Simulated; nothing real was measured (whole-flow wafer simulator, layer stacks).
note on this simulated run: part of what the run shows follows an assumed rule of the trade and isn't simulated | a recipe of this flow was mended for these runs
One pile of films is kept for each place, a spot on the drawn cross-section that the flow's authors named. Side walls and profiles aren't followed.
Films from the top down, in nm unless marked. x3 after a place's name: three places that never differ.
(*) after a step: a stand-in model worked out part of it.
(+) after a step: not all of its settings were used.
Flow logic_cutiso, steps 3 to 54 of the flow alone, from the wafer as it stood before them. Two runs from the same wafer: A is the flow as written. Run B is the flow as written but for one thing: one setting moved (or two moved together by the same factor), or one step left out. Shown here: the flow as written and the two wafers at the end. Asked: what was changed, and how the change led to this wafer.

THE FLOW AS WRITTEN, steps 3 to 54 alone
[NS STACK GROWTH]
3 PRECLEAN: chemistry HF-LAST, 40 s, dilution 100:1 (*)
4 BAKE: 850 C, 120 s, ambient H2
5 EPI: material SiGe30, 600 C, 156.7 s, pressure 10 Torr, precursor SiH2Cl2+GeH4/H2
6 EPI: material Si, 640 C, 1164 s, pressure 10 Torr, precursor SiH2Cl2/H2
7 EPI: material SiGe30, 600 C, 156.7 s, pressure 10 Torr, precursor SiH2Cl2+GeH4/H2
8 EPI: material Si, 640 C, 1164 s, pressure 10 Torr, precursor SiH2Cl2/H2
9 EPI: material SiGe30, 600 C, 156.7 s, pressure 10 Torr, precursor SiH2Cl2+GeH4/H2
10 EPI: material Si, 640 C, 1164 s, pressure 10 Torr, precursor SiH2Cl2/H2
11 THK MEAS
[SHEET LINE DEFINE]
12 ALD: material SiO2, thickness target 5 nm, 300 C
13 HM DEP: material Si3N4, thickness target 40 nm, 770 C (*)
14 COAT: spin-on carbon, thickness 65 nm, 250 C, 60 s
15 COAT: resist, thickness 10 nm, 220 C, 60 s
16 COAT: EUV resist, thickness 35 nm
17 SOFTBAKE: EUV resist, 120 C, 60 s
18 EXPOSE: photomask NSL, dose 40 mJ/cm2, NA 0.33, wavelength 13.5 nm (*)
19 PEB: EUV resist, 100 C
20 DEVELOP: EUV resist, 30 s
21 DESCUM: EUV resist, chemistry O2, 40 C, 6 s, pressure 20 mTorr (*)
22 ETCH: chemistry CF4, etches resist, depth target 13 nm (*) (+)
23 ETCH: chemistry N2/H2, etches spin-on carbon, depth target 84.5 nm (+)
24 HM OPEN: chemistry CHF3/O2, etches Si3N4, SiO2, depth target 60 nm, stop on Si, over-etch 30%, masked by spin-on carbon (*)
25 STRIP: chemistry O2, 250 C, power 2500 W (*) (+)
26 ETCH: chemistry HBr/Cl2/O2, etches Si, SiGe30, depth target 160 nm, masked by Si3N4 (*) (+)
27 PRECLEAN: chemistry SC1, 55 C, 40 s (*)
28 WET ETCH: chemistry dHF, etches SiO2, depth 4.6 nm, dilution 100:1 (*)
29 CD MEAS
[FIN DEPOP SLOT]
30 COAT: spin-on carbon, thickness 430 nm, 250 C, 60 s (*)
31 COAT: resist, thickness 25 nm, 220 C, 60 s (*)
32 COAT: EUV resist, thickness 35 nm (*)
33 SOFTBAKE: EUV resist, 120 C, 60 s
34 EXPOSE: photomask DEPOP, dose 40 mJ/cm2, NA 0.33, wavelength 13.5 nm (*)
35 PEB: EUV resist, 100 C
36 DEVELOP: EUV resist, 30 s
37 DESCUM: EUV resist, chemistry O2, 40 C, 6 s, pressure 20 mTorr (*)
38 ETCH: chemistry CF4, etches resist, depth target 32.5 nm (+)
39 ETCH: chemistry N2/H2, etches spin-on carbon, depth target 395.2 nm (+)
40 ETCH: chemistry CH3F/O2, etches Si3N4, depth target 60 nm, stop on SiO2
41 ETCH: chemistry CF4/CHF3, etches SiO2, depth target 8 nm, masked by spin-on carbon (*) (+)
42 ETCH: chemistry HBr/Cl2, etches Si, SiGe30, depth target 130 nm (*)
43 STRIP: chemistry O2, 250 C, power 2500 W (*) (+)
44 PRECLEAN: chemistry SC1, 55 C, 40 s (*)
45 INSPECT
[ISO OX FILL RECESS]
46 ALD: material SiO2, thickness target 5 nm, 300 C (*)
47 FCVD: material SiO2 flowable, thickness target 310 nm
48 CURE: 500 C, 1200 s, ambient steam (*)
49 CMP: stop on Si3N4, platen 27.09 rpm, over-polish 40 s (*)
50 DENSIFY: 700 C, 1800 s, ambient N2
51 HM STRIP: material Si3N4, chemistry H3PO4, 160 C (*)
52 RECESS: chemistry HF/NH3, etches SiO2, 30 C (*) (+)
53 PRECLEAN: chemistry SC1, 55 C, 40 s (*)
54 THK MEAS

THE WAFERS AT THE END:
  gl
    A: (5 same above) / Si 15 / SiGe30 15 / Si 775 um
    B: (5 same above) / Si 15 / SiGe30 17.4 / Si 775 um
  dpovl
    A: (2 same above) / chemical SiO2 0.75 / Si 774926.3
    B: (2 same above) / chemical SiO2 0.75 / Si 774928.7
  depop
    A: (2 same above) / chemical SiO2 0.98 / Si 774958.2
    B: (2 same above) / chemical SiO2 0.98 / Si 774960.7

The cause: step 5, EPI: 181.8 s was run, where the flow has 156.7 s.

How the change led to this, step by step:
  5 EPI: material SiGe30, 600 C, 156.7 s, pressure 10 Torr, precursor SiH2Cl2+GeH4/H2
      depop, dpovl, gfld and 19 more: A SiGe30 +15 (new film) | B SiGe30 +17.4 (new film)
  26 ETCH: chemistry HBr/Cl2/O2, etches Si, SiGe30, depth target 160 nm, masked by Si3N4 (*) (+)
      dpovl, gfld, gxf, iso, isow, lnri, nsgap: A chemical SiO2 -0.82 (all of it), Si -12 (all of it), SiGe30 -15 (all of it), Si -15 (all of it), SiGe30 -15 (all of it), Si -15 (all of it), SiGe30 -15 (all of it), Si -73 | B chemical SiO2 -0.82 (all of it), Si -12 (all of it), SiGe30 -15 (all of it), Si -15 (all of it), SiGe30 -15 (all of it), Si -15 (all of it), SiGe30 -17.4 (all of it), Si -70.6
  42 ETCH: chemistry HBr/Cl2, etches Si, SiGe30, depth target 130 nm (*)
      depop: A Si -13.8 (all of it), SiGe30 -15 (all of it), Si -15 (all of it), SiGe30 -15 (all of it), Si -15 (all of it), SiGe30 -15 (all of it), Si -41.2 | B Si -13.8 (all of it), SiGe30 -15 (all of it), Si -15 (all of it), SiGe30 -15 (all of it), Si -15 (all of it), SiGe30 -17.4 (all of it), Si -38.8
